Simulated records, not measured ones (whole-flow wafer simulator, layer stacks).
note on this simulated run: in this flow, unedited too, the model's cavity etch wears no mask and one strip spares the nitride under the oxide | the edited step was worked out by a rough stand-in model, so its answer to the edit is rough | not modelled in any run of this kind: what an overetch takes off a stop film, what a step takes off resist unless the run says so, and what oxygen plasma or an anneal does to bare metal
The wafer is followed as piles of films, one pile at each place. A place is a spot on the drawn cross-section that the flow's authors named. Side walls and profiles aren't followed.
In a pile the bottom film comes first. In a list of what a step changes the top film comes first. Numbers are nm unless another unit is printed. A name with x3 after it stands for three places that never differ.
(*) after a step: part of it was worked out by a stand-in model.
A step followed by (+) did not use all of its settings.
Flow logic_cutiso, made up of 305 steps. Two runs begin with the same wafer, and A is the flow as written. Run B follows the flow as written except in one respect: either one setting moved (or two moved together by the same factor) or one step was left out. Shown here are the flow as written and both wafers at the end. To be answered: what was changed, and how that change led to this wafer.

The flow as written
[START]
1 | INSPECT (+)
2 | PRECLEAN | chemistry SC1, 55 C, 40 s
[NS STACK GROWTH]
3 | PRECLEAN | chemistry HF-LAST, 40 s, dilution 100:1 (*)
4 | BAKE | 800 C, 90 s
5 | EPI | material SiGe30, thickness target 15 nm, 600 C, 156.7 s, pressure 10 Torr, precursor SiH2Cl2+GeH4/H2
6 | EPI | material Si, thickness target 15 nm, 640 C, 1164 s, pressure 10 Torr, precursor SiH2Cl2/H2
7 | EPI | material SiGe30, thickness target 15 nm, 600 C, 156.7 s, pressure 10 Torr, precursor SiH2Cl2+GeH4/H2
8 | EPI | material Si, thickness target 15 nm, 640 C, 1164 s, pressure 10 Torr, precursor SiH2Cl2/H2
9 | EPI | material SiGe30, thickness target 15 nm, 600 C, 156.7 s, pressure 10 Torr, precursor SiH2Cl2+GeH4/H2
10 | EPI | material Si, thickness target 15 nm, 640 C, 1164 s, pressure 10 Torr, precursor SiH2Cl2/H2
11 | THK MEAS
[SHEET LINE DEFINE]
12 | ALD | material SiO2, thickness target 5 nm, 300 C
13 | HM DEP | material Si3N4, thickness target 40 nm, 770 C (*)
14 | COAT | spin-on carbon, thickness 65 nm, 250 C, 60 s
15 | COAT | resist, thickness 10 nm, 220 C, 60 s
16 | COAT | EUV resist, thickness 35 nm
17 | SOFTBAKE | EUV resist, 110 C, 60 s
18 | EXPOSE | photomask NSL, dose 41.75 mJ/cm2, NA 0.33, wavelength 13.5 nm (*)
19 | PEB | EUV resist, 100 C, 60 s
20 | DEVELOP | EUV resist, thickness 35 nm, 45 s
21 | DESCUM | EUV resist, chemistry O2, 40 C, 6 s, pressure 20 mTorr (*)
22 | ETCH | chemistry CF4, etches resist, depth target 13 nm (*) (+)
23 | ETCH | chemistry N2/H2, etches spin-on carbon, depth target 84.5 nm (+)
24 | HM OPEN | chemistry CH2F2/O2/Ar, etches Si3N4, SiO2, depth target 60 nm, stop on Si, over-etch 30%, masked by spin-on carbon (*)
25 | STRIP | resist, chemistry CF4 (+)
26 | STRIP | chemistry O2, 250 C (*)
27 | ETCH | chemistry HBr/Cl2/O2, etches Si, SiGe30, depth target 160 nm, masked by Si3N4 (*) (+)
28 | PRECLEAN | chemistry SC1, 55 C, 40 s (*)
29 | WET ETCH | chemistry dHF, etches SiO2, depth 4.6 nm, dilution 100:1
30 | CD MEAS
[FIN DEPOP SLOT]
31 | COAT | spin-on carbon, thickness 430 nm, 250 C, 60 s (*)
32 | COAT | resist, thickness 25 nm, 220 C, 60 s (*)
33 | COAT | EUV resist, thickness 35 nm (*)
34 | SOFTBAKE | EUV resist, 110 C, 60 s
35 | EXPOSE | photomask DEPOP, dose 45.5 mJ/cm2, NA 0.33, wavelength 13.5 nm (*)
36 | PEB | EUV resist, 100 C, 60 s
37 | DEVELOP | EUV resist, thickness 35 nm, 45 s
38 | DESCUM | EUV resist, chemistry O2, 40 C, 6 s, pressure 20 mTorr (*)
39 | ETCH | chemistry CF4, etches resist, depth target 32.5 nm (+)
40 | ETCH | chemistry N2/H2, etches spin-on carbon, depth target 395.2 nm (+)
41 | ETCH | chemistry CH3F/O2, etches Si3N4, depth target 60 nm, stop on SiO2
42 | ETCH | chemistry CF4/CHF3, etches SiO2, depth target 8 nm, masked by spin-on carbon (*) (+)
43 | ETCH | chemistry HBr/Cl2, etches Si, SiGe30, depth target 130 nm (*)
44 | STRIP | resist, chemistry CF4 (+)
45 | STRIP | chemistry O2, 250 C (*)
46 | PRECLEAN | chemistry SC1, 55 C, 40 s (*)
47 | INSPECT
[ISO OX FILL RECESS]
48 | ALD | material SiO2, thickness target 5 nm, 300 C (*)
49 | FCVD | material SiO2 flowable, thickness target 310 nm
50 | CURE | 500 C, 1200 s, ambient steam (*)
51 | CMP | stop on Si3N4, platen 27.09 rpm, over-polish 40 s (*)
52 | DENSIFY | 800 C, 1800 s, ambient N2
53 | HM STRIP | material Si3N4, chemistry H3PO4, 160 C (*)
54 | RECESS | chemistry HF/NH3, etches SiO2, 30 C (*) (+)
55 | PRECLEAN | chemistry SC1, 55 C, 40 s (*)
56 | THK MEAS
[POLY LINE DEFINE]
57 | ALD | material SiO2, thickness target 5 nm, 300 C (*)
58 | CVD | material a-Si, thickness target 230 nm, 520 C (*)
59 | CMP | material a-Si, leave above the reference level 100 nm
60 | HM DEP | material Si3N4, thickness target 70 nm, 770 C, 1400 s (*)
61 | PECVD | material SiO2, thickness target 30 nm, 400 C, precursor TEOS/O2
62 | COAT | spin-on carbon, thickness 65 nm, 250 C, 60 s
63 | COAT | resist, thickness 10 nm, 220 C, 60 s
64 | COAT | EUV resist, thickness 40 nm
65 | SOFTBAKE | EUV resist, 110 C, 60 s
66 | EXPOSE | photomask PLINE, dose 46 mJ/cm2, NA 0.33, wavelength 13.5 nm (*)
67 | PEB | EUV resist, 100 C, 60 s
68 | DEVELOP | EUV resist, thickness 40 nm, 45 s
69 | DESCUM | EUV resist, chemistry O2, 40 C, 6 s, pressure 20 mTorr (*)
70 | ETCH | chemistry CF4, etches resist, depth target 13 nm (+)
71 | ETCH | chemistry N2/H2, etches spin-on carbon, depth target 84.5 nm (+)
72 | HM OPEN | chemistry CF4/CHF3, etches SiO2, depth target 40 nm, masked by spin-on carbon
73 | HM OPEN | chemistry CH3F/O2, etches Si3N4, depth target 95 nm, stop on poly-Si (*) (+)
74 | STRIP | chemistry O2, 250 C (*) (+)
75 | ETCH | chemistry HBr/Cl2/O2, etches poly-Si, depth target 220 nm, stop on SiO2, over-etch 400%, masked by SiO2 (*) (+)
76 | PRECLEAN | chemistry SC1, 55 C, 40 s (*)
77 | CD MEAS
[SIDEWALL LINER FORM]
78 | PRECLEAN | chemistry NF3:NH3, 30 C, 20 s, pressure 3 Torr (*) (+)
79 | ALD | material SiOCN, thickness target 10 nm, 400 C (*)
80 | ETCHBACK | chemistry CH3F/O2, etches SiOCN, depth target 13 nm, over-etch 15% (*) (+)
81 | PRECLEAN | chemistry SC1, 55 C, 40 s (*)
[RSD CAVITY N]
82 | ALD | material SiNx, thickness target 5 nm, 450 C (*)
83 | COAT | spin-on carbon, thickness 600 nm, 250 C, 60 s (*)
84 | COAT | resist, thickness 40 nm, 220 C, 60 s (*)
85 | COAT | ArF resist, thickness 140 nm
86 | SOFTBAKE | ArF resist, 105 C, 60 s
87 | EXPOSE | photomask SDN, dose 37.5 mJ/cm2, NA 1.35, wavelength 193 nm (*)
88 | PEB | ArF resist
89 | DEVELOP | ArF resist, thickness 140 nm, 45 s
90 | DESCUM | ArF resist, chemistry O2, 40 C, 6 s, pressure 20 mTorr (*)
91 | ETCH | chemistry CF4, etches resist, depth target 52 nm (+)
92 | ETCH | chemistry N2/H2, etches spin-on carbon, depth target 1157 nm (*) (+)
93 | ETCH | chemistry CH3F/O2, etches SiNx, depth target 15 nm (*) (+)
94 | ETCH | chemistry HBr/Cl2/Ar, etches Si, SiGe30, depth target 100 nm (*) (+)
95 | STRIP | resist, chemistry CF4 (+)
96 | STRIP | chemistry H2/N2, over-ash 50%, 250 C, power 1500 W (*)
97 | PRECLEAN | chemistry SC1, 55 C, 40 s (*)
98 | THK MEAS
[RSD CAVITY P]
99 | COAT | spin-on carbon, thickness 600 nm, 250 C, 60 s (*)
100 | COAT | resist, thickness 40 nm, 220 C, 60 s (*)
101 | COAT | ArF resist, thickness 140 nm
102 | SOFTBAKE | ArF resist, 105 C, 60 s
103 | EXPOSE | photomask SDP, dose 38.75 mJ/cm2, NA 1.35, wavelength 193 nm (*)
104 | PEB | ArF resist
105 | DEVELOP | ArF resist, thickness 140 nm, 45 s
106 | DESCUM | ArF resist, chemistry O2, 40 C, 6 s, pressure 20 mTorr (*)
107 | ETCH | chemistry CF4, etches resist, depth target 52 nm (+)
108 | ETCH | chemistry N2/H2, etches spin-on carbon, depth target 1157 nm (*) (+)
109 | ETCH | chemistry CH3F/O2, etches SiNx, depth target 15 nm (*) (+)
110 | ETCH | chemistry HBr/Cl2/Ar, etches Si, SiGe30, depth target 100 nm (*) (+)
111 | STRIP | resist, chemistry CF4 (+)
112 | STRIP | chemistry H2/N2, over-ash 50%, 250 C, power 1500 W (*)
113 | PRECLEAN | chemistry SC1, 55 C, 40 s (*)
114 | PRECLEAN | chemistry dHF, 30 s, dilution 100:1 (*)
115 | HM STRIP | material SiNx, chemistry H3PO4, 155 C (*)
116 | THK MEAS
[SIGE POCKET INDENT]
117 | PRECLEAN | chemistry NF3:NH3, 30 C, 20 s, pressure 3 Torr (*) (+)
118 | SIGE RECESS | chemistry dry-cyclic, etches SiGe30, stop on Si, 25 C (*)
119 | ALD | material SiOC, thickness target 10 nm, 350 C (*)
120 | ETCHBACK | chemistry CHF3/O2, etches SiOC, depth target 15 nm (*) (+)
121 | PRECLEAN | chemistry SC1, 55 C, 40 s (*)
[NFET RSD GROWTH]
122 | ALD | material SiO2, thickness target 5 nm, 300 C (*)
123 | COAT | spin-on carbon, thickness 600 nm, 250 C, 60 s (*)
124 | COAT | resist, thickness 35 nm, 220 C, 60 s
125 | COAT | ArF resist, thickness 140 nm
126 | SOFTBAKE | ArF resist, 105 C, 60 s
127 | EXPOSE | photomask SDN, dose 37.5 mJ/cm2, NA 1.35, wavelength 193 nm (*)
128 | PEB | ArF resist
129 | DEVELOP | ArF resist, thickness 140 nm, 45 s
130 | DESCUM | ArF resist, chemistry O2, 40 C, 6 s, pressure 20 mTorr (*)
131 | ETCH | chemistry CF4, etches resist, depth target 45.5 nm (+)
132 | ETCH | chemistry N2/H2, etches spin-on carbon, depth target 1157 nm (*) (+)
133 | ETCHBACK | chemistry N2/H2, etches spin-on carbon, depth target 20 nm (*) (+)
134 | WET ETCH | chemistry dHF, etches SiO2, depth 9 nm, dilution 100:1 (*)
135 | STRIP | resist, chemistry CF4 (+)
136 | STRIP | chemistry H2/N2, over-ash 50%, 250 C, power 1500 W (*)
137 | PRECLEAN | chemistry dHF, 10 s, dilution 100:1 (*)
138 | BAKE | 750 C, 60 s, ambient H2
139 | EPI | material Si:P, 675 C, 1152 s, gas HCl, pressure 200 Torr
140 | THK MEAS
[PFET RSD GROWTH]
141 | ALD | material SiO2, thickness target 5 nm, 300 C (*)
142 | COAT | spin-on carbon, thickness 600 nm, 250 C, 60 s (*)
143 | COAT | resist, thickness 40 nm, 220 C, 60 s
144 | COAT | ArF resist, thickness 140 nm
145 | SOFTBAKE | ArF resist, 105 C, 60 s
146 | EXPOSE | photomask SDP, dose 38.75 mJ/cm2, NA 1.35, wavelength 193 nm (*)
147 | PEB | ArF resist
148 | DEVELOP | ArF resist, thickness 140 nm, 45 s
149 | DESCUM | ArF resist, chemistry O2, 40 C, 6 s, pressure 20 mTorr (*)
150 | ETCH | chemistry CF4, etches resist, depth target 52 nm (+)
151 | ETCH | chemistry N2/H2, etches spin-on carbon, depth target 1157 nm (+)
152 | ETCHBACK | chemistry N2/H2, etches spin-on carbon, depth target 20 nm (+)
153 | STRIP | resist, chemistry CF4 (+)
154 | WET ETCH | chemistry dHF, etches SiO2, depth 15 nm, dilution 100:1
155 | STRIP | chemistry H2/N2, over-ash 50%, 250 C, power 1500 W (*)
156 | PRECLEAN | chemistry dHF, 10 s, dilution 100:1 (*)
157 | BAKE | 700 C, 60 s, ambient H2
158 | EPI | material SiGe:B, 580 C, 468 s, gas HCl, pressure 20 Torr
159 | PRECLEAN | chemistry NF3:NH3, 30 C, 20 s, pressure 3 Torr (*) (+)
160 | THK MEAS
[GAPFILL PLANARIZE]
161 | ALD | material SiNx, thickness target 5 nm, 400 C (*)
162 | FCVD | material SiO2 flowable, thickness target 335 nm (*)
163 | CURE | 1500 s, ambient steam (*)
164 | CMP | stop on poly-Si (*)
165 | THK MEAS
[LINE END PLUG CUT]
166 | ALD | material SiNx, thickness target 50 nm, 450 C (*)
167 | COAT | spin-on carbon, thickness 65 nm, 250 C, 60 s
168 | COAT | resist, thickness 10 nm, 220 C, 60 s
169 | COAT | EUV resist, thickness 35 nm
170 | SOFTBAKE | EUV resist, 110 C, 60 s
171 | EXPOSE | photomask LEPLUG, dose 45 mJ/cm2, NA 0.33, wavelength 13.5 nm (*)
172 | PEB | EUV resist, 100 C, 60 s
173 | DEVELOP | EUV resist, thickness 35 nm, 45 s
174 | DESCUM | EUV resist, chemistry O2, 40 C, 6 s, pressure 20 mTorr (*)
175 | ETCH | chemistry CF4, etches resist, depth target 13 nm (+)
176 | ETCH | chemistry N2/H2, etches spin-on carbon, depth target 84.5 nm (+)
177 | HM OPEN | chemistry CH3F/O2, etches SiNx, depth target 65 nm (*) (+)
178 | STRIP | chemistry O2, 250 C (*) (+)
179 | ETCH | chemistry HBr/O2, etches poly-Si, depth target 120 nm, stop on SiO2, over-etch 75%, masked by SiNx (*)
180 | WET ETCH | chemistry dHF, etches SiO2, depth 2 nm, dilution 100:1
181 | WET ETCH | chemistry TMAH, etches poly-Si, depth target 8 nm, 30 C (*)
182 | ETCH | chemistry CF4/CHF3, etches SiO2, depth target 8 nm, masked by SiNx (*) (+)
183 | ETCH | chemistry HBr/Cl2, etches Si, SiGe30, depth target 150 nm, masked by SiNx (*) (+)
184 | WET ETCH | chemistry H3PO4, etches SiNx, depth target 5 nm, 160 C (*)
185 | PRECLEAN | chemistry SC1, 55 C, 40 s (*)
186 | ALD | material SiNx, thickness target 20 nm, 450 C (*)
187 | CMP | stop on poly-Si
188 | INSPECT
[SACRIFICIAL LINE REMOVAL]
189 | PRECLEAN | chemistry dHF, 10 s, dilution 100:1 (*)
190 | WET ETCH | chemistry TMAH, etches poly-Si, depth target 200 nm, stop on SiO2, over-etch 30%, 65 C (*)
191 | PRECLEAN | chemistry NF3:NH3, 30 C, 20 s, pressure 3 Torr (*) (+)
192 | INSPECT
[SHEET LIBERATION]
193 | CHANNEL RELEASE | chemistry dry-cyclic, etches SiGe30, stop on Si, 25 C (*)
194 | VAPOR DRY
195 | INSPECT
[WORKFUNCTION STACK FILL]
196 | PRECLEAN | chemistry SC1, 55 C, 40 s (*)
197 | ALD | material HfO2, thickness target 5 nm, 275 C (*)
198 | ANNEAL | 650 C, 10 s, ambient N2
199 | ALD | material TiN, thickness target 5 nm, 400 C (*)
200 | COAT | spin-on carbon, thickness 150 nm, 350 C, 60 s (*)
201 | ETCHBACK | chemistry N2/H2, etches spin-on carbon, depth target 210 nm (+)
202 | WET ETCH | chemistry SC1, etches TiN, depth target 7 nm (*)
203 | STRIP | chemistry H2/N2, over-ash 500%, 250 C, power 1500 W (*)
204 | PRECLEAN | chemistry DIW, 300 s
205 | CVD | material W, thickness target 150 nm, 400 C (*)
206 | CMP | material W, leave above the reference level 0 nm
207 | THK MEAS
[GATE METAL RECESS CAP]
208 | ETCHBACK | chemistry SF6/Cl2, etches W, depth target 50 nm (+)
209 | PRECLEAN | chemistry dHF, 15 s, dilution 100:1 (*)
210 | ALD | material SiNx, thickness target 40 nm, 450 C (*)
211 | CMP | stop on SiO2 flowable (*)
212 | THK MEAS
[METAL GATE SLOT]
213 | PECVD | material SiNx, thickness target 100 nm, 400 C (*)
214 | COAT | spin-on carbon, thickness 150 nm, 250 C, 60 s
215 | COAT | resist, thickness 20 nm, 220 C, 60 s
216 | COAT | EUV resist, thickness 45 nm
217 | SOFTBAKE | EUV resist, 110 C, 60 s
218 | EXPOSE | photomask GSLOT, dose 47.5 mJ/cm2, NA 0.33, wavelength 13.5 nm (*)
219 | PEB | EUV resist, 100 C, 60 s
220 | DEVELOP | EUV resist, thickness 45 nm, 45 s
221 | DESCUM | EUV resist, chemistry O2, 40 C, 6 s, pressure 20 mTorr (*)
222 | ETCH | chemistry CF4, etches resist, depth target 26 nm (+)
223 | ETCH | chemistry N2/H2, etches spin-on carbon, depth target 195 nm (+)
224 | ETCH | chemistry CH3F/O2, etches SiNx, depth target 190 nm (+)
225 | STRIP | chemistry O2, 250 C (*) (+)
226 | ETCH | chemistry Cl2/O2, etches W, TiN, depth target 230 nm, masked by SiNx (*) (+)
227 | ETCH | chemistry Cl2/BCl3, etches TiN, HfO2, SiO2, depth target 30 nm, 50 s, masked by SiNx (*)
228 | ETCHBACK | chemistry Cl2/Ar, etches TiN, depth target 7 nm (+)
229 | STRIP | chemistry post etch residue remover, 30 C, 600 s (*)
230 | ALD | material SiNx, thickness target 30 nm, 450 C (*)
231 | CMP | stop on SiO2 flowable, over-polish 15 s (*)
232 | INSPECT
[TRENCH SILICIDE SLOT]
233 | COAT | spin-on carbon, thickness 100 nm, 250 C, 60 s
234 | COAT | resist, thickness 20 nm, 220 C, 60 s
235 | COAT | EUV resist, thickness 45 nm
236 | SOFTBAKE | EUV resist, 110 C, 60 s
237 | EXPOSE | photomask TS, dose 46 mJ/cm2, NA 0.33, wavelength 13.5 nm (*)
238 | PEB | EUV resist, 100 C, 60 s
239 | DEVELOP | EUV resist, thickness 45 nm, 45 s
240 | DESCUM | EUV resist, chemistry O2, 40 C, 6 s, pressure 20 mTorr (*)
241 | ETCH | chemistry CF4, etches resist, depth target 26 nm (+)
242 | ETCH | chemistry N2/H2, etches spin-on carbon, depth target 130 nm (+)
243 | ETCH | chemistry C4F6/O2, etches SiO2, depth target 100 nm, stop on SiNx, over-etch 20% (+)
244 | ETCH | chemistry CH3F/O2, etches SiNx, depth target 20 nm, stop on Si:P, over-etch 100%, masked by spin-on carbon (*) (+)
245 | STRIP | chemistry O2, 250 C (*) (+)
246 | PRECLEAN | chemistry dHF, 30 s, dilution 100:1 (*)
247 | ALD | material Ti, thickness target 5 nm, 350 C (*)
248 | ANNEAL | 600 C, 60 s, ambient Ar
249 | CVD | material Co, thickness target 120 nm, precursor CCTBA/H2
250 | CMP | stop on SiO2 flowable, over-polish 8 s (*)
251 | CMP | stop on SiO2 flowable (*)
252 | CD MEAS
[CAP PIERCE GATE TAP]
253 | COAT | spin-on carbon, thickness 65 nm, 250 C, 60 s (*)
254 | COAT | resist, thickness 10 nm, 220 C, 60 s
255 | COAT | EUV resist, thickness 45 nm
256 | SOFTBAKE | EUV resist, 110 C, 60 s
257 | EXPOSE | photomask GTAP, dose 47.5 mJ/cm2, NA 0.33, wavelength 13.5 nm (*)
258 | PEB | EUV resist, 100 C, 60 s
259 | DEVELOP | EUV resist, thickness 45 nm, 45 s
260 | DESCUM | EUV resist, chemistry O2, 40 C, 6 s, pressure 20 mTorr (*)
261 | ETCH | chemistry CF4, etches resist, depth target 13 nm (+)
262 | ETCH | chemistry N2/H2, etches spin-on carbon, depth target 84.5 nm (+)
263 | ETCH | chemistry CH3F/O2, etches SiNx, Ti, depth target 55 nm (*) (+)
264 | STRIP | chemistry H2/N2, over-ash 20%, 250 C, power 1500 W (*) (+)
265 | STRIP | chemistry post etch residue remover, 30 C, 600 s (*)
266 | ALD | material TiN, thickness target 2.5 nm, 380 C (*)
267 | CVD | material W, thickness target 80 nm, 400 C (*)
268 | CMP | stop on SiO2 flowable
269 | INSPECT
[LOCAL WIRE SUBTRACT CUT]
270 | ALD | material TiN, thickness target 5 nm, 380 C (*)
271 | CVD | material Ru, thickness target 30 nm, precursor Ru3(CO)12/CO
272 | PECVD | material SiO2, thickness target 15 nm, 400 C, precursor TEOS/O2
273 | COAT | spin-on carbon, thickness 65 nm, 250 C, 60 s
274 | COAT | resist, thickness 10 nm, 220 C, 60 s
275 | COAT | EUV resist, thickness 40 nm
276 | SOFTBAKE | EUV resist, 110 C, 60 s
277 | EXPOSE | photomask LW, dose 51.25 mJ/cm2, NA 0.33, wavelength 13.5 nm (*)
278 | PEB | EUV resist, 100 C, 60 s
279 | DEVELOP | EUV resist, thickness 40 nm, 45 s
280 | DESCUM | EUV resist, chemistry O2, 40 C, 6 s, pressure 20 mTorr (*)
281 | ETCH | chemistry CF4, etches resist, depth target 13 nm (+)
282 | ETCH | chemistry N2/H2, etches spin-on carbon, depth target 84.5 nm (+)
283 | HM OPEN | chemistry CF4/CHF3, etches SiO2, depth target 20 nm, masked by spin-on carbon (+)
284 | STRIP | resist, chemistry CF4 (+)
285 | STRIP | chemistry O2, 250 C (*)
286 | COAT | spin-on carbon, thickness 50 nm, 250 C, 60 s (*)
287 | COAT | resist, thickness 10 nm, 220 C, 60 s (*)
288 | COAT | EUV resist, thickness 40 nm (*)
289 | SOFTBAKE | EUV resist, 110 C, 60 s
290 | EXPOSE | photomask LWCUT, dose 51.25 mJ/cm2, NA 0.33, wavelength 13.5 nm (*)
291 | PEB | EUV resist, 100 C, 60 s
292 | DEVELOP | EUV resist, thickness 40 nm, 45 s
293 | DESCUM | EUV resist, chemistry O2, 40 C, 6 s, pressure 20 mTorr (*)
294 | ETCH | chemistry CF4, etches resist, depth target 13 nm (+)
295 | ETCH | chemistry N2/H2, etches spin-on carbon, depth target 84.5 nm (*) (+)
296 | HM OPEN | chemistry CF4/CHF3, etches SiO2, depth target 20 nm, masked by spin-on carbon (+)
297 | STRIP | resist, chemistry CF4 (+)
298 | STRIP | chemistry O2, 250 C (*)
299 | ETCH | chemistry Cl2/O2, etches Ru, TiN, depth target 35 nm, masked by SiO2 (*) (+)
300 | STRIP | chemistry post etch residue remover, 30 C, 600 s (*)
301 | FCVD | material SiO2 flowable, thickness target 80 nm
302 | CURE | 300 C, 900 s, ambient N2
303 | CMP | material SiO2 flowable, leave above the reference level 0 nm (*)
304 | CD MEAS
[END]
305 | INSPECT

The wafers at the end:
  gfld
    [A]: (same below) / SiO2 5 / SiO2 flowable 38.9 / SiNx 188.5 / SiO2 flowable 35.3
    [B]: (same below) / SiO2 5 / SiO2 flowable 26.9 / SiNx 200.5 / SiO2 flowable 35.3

Cause: step 227, ETCH: depth target 42 nm was run, while the flow as written has depth target 30 nm.

How this came from the change, step by step:
  227 | ETCH | chemistry Cl2/BCl3, etches TiN, HfO2, SiO2, depth target 30 nm, 50 s, masked by SiNx (*)
      gfld: A -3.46 HfO2 (all of it), -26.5 SiO2 flowable | B -3.46 HfO2 (all of it), -38.5 SiO2 flowable
  230 | ALD | material SiNx, thickness target 30 nm, 450 C (*)
      gfld: A +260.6 SiNx (new film) | B +272.6 SiNx (new film)
